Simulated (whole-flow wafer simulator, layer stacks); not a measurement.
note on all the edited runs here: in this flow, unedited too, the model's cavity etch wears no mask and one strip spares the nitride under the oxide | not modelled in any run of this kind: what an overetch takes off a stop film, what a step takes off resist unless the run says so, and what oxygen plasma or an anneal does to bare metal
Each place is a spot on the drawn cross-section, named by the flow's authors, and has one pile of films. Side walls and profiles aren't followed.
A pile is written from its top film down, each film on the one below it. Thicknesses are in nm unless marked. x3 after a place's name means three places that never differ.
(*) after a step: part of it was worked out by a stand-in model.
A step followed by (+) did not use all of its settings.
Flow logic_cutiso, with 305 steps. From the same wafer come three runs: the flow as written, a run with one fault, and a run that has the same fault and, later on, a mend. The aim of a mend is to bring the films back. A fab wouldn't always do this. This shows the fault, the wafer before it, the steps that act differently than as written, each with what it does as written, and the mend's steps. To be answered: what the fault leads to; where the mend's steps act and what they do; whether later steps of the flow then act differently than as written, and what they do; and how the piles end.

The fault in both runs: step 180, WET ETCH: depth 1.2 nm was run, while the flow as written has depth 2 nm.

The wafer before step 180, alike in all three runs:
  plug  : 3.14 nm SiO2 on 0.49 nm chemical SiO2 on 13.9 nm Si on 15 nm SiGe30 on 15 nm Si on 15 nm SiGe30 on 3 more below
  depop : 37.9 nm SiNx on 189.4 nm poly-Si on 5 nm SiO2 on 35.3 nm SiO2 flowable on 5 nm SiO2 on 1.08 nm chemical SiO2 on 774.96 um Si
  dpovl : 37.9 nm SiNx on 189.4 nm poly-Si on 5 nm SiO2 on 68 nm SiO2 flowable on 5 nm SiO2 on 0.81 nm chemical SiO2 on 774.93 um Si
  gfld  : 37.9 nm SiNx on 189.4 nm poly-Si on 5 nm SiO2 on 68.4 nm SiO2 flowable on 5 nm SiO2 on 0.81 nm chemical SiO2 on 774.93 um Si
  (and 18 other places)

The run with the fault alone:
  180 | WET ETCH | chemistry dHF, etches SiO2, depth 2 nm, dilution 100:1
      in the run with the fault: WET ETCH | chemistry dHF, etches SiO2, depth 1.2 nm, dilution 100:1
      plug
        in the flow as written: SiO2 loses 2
        in the run with the fault: SiO2 loses 1.2
  Steps later in the flow that act otherwise than as written (not shown: 2 more steps that differ only slightly, by at most 2% or 0.5 nm, whichever is larger):
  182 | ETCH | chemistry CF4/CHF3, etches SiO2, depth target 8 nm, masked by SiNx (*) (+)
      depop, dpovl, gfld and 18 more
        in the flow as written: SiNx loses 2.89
        in the run with the fault: SiNx loses 4.3
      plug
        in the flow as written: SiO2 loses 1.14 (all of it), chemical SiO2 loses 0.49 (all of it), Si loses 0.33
        in the run with the fault: SiO2 loses 1.94 (all of it), chemical SiO2 loses 0.49 (all of it), Si loses 0.49
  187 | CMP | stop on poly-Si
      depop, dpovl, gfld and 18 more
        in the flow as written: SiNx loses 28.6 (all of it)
        in the run with the fault: SiNx loses 27.2 (all of it)
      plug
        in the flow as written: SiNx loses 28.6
        in the run with the fault: SiNx loses 27.2
  When the end is reached, the piles differ only a little from the flow's at the places that both follow, at most by 2% or 0.5 nm, whichever is larger.

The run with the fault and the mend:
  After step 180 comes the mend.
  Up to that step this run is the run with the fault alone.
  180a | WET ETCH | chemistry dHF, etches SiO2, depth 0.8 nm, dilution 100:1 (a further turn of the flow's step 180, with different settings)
      plug
        SiO2 loses 0.8
  None of the later steps of the flow acts differently than as written at any place that is followed.
  The piles end the same as the flow's at every place that both follow.
